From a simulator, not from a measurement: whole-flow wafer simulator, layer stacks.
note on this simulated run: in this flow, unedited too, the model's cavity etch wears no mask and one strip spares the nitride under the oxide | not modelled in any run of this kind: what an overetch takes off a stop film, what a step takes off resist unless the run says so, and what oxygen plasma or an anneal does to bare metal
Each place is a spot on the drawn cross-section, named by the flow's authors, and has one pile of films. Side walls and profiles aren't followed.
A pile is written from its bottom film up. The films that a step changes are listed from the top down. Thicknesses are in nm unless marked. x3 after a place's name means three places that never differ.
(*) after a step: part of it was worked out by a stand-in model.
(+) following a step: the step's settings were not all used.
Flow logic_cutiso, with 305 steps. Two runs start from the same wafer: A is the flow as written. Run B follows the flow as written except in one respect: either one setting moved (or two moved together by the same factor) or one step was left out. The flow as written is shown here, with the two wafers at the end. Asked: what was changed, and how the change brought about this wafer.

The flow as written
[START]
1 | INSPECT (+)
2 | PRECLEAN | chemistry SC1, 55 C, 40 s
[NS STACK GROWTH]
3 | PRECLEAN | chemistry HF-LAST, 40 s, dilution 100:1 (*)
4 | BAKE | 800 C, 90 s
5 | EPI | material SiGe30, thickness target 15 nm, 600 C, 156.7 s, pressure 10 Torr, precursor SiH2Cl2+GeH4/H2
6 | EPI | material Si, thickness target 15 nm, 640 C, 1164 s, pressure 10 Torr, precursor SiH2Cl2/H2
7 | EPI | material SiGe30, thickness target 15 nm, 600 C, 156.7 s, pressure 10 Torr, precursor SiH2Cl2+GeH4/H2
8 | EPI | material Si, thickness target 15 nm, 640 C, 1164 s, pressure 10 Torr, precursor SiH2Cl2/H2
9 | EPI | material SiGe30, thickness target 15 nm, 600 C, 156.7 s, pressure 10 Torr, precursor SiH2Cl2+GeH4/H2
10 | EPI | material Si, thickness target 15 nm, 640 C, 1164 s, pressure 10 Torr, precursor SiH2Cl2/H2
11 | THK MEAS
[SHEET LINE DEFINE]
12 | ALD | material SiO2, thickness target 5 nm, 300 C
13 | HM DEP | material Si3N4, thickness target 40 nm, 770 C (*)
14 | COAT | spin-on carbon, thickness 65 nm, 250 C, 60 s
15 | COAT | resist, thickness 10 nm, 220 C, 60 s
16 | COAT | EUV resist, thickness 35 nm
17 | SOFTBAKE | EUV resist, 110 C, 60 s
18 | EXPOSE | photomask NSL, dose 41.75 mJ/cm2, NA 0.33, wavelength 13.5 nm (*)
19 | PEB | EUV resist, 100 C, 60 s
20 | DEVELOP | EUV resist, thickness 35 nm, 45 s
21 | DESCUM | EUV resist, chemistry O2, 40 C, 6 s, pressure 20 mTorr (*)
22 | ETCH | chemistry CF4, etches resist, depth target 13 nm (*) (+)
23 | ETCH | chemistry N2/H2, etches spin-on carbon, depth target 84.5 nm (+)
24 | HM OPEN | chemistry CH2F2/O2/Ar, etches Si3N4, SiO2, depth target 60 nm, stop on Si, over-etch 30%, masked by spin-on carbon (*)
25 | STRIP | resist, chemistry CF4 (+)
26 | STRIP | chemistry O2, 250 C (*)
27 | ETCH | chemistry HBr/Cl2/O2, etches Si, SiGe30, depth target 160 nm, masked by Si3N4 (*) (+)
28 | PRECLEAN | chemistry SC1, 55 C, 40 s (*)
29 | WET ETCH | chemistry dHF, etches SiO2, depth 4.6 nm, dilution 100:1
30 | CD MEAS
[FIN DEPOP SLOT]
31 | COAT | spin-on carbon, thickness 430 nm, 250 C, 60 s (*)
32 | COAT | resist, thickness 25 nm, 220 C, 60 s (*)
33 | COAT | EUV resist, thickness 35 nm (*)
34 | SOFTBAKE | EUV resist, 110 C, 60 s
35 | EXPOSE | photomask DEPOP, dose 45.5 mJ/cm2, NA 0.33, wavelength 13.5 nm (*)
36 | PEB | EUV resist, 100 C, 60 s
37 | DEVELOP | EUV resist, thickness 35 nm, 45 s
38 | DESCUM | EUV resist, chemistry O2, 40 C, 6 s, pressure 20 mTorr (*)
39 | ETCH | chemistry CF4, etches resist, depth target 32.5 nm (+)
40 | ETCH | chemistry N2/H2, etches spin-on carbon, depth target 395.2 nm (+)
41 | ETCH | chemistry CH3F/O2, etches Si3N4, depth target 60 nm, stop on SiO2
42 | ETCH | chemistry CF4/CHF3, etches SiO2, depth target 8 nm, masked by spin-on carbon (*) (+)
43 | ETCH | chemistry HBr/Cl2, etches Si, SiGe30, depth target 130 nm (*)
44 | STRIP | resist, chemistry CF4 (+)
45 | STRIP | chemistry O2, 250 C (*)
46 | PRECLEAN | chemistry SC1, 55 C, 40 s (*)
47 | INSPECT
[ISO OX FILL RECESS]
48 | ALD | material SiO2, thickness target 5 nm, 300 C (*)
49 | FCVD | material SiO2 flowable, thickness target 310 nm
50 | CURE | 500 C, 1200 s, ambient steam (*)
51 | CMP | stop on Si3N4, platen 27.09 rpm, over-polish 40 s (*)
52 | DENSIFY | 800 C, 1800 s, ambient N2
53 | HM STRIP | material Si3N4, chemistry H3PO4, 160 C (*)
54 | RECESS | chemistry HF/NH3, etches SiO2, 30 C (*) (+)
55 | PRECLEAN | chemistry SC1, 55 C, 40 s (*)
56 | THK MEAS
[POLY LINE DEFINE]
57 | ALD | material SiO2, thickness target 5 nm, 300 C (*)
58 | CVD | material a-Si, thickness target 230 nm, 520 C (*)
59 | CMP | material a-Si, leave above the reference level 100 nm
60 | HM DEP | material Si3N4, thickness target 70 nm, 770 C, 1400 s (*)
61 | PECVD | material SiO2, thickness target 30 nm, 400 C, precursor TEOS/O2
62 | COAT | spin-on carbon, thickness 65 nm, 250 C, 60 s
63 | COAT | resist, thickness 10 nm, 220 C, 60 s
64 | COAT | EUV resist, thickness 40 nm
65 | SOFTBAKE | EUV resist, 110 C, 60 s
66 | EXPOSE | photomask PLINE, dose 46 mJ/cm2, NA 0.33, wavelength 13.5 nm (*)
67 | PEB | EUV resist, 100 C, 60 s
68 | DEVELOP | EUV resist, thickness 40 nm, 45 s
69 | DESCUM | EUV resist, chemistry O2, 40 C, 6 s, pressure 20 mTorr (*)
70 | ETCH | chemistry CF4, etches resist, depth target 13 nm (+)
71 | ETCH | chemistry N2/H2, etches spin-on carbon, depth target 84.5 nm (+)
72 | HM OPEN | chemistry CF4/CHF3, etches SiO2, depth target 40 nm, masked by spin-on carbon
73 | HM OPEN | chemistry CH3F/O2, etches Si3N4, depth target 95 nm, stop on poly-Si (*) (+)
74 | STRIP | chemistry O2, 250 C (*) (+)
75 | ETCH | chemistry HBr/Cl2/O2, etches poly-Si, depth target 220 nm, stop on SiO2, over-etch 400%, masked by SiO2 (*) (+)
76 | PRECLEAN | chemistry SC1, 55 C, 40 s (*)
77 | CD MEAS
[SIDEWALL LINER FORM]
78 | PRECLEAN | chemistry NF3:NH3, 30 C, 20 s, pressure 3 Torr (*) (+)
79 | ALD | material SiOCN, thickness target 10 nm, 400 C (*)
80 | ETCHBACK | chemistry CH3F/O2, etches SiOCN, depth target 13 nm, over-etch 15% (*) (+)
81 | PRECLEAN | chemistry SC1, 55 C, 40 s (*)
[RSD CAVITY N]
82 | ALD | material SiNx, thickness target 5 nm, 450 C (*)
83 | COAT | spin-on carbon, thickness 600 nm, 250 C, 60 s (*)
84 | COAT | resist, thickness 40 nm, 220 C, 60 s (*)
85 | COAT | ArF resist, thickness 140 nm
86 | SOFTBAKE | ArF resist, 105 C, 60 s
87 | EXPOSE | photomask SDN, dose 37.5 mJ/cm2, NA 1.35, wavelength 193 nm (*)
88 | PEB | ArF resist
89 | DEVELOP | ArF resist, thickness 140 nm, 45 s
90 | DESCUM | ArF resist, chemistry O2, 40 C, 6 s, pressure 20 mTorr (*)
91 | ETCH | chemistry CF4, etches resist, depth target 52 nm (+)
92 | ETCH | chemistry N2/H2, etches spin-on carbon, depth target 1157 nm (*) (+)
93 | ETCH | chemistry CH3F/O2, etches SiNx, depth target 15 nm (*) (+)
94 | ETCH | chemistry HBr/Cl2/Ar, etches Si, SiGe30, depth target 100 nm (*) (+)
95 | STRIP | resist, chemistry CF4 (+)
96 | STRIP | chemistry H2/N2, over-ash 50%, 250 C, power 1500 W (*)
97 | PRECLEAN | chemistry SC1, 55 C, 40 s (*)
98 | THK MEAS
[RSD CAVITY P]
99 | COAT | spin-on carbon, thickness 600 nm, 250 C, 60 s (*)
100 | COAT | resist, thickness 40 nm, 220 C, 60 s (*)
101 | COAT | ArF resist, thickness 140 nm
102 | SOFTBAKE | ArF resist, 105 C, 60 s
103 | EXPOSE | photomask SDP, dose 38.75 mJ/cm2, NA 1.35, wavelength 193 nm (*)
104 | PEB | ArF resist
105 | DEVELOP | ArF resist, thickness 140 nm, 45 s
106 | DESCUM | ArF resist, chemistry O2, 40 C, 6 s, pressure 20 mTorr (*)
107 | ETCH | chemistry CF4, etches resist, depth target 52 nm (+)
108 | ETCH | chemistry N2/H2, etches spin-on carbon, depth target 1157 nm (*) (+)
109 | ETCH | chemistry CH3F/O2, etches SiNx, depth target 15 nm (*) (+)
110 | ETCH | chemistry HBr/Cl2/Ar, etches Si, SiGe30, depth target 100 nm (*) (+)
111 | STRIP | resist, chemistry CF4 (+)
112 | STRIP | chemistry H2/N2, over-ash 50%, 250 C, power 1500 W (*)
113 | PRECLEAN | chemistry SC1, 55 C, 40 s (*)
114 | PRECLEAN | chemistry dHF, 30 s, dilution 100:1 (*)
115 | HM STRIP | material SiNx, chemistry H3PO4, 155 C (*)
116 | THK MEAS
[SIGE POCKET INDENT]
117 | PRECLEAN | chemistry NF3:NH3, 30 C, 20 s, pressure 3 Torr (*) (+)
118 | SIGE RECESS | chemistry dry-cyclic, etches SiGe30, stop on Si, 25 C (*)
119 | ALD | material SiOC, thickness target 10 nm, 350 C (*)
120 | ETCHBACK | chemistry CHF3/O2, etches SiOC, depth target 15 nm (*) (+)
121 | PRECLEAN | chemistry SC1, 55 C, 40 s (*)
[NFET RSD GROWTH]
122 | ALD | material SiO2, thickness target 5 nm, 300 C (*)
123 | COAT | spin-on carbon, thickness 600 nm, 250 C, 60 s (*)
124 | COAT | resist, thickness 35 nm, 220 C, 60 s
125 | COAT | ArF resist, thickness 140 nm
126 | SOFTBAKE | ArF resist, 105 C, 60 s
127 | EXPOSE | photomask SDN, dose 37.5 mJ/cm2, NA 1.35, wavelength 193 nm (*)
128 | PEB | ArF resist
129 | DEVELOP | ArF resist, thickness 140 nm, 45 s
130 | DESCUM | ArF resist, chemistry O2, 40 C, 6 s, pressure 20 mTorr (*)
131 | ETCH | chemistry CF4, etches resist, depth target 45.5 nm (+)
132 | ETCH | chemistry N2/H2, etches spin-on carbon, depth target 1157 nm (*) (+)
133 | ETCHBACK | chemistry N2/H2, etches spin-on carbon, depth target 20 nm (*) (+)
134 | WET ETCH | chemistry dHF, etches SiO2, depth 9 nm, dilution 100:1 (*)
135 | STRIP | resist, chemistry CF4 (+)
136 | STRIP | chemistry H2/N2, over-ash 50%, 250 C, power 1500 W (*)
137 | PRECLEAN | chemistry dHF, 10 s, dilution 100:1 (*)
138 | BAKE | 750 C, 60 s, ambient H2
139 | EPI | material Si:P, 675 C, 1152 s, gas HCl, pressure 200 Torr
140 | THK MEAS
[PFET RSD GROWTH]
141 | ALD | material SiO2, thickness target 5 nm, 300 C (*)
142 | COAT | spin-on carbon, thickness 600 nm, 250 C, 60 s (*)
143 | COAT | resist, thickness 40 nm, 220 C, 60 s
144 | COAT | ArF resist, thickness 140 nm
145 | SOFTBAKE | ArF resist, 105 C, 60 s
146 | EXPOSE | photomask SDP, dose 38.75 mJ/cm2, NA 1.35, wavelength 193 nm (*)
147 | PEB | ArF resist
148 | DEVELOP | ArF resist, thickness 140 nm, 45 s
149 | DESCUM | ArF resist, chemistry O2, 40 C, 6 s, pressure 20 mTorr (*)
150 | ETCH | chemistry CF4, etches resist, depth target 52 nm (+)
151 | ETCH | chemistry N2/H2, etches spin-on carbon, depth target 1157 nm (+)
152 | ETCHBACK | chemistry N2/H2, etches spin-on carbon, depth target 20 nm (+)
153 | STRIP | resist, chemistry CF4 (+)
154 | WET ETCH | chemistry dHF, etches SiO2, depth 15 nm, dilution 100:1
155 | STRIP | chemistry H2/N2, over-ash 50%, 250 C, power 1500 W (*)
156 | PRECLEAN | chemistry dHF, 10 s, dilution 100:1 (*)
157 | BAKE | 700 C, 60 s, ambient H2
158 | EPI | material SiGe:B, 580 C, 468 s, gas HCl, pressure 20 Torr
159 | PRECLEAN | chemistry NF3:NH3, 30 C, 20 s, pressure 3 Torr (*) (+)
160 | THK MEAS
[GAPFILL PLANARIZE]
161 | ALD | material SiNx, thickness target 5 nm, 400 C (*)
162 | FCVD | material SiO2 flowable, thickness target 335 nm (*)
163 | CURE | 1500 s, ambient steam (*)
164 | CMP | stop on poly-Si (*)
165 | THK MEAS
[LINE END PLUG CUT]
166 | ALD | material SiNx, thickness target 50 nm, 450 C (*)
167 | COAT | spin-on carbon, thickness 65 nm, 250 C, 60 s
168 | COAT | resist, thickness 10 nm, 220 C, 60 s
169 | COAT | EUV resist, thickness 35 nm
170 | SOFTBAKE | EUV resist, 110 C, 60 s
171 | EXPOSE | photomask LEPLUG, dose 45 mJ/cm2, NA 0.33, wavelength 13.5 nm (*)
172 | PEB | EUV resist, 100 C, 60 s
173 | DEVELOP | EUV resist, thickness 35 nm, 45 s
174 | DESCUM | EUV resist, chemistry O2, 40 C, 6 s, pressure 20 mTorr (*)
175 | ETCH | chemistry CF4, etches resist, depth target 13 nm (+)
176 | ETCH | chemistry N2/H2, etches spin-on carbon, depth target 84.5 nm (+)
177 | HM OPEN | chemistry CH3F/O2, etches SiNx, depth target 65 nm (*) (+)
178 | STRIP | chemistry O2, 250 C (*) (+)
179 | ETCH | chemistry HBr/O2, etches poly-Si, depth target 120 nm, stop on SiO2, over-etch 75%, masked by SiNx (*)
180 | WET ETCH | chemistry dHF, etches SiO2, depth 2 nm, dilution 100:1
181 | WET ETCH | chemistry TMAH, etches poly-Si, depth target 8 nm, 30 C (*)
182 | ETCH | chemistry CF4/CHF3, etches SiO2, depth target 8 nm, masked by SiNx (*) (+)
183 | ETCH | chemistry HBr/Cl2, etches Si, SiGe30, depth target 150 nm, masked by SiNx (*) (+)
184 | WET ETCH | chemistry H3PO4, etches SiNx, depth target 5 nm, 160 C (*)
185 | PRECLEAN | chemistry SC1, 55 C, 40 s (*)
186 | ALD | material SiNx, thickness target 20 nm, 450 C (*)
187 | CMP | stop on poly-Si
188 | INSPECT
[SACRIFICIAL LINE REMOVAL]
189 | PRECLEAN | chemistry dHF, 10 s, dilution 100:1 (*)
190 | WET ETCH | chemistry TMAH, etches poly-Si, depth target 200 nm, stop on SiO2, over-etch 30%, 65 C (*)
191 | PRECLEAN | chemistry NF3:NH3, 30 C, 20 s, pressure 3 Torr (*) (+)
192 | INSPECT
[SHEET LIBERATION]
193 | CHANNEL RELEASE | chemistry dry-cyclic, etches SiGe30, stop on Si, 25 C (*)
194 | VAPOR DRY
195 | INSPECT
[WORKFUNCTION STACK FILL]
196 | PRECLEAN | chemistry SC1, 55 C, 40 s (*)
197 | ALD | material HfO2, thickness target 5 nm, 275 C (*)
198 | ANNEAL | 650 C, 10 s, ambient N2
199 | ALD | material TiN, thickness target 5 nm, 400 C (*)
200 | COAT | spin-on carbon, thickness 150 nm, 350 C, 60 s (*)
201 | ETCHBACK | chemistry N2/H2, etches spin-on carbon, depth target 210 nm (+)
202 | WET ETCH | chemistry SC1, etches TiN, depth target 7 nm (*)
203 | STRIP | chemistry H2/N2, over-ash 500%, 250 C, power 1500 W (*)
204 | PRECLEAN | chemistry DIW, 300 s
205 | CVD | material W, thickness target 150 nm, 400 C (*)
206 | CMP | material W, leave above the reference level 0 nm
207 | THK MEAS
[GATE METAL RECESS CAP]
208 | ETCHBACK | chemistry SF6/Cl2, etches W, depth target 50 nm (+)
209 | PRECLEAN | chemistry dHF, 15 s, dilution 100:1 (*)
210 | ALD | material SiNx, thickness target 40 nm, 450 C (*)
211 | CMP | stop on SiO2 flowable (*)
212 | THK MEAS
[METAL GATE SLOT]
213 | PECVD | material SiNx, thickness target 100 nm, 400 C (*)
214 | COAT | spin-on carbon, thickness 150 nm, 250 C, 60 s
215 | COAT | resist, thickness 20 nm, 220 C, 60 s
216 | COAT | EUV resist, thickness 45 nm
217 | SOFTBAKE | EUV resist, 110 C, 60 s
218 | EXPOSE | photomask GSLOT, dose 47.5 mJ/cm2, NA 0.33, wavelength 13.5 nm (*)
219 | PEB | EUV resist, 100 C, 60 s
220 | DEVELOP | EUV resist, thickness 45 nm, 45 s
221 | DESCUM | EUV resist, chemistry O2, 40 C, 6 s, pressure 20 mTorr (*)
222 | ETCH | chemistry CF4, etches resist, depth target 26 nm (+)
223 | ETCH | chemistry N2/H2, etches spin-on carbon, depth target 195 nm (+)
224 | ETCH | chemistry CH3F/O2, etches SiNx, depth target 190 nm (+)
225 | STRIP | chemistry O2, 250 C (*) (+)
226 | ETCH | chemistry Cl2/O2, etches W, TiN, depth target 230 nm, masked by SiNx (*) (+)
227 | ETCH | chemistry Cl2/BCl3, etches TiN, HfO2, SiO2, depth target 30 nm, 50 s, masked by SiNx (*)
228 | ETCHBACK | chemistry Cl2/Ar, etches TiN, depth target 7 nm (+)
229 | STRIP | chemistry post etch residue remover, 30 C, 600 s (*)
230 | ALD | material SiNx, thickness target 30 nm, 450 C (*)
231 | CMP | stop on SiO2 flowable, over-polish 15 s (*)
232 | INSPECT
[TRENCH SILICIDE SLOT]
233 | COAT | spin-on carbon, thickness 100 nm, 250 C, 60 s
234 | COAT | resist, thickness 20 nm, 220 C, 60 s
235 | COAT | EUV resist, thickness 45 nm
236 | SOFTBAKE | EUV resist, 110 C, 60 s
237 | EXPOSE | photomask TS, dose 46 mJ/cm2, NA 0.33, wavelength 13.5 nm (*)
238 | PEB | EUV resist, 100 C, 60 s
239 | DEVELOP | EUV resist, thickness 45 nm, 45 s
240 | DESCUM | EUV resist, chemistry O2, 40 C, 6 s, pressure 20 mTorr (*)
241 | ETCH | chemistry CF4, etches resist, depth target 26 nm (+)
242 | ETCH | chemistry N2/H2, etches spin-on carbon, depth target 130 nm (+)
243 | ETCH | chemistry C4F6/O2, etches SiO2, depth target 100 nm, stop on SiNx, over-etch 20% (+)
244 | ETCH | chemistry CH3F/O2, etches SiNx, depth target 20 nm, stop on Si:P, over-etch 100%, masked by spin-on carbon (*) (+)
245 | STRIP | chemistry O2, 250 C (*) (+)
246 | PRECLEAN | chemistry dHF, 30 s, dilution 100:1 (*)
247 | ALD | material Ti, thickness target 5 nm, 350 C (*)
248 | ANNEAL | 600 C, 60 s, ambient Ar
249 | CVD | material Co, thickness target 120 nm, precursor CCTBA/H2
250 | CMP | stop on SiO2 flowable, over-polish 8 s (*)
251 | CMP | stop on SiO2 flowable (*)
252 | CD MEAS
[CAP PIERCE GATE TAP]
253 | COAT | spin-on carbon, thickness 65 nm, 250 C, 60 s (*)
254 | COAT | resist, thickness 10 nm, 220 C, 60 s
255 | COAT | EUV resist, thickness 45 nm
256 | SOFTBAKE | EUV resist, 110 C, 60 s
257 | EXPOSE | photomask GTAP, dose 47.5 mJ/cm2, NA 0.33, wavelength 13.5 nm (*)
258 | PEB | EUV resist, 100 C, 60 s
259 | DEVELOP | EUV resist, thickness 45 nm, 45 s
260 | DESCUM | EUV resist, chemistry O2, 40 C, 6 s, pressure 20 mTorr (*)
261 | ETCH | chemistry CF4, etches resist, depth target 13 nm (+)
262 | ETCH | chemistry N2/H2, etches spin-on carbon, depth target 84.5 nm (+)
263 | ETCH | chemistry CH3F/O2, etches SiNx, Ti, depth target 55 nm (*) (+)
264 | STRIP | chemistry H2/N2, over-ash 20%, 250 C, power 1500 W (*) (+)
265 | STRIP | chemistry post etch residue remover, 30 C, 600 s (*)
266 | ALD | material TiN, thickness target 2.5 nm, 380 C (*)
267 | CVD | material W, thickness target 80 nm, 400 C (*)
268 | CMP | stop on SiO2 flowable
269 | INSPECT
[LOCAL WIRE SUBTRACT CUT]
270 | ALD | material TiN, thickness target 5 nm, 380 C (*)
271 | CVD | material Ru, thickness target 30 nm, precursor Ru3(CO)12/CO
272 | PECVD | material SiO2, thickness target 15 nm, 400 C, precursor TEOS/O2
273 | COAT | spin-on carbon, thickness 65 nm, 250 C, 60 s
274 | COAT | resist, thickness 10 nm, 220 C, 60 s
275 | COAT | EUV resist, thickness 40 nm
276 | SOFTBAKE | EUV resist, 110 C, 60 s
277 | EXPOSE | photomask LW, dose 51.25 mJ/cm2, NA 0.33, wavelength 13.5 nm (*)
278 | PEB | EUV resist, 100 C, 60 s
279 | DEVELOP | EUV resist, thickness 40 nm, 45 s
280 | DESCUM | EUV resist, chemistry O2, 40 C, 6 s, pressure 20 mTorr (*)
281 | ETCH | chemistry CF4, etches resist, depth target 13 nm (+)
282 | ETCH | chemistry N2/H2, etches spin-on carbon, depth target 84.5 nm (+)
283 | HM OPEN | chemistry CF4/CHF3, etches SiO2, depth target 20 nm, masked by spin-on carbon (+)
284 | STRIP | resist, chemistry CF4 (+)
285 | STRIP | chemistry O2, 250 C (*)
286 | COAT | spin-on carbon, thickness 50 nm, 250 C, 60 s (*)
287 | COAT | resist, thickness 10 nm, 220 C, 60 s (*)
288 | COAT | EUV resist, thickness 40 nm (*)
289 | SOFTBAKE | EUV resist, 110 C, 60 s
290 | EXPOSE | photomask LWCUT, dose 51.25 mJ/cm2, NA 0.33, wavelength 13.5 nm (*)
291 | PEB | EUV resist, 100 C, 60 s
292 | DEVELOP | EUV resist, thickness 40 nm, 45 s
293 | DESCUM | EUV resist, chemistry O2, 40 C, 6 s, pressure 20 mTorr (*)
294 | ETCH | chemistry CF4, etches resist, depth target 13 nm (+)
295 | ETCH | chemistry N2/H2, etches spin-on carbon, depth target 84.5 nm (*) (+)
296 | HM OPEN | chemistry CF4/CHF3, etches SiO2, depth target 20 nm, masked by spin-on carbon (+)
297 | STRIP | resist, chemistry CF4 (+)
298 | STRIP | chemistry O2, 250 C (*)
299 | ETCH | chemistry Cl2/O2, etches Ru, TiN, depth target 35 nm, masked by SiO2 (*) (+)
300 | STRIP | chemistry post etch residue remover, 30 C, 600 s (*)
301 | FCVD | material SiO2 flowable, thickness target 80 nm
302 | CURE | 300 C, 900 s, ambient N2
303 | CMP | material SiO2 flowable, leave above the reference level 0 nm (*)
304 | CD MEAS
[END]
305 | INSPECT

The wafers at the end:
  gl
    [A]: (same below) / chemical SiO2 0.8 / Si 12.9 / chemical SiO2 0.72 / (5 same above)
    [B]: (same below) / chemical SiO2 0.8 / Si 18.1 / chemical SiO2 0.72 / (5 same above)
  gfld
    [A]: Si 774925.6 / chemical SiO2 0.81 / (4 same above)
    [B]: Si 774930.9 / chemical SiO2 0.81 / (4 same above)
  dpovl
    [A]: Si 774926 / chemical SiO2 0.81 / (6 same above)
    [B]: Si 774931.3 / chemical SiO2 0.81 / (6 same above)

What caused this: step 10, EPI: thickness target 20.2 nm was run, though the flow has thickness target 15 nm; step 10, EPI: 1572 s was run, where the flow has 1164 s.

How this came from the change, step by step:
  10 | EPI | material Si, thickness target 15 nm, 640 C, 1164 s, pressure 10 Torr, precursor SiH2Cl2/H2
      depop, dpovl, gfld and 19 more: A Si gains 15 (new film) | B Si gains 20.3 (new film)
  27 | ETCH | chemistry HBr/Cl2/O2, etches Si, SiGe30, depth target 160 nm, masked by Si3N4 (*) (+)
      gfld, gxf, iso, lnri: A chemical SiO2 loses 0.79 (all of it), Si loses 11.4 (all of it), SiGe30 loses 15 (all of it), Si loses 15 (all of it), SiGe30 loses 15 (all of it), Si loses 15 (all of it), SiGe30 loses 15 (all of it), Si loses 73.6 | B chemical SiO2 loses 0.79 (all of it), Si loses 16.6 (all of it), SiGe30 loses 15 (all of it), Si loses 15 (all of it), SiGe30 loses 15 (all of it), Si loses 15 (all of it), SiGe30 loses 15 (all of it), Si loses 68.4
      dpovl, nsgap: A chemical SiO2 loses 0.79 (all of it), Si loses 11.8 (all of it), SiGe30 loses 15 (all of it), Si loses 15 (all of it), SiGe30 loses 15 (all of it), Si loses 15 (all of it), SiGe30 loses 15 (all of it), Si loses 73.2 | B chemical SiO2 loses 0.79 (all of it), Si loses 17 (all of it), SiGe30 loses 15 (all of it), Si loses 15 (all of it), SiGe30 loses 15 (all of it), Si loses 15 (all of it), SiGe30 loses 15 (all of it), Si loses 68
      (as well as at 1 more place)
  43 | ETCH | chemistry HBr/Cl2, etches Si, SiGe30, depth target 130 nm (*)
      depop: A Si loses 14 (all of it), SiGe30 loses 15 (all of it), Si loses 15 (all of it), SiGe30 loses 15 (all of it), Si loses 15 (all of it), SiGe30 loses 15 (all of it), Si loses 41 | B Si loses 19.3 (all of it), SiGe30 loses 15 (all of it), Si loses 15 (all of it), SiGe30 loses 15 (all of it), Si loses 15 (all of it), SiGe30 loses 15 (all of it), Si loses 35.7
  94 | ETCH | chemistry HBr/Cl2/Ar, etches Si, SiGe30, depth target 100 nm (*) (+)
      rsdn, rsdx: A chemical SiO2 loses 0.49 (all of it), Si loses 12.8 (all of it), SiGe30 loses 15 (all of it), Si loses 15 (all of it), SiGe30 loses 15 (all of it), Si loses 15 (all of it), SiGe30 loses 15 (all of it), Si loses 12.2 | B chemical SiO2 loses 0.49 (all of it), Si loses 18.1 (all of it), SiGe30 loses 15 (all of it), Si loses 15 (all of it), SiGe30 loses 15 (all of it), Si loses 15 (all of it), SiGe30 loses 15 (all of it), Si loses 6.91
  110 | ETCH | chemistry HBr/Cl2/Ar, etches Si, SiGe30, depth target 100 nm (*) (+)
      rsdp, rsdw: A chemical SiO2 loses 0.49 (all of it), Si loses 12.8 (all of it), SiGe30 loses 15 (all of it), Si loses 15 (all of it), SiGe30 loses 15 (all of it), Si loses 15 (all of it), SiGe30 loses 15 (all of it), Si loses 12.2 | B chemical SiO2 loses 0.49 (all of it), Si loses 18.1 (all of it), SiGe30 loses 15 (all of it), Si loses 15 (all of it), SiGe30 loses 15 (all of it), Si loses 15 (all of it), SiGe30 loses 15 (all of it), Si loses 6.91
  183 | ETCH | chemistry HBr/Cl2, etches Si, SiGe30, depth target 150 nm, masked by SiNx (*) (+)
      plug: A Si loses 13.6 (all of it), SiGe30 loses 15 (all of it), Si loses 15 (all of it), SiGe30 loses 15 (all of it), Si loses 15 (all of it), SiGe30 loses 15 (all of it), Si loses 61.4 | B Si loses 18.8 (all of it), SiGe30 loses 15 (all of it), Si loses 15 (all of it), SiGe30 loses 15 (all of it), Si loses 15 (all of it), SiGe30 loses 15 (all of it), Si loses 56.2
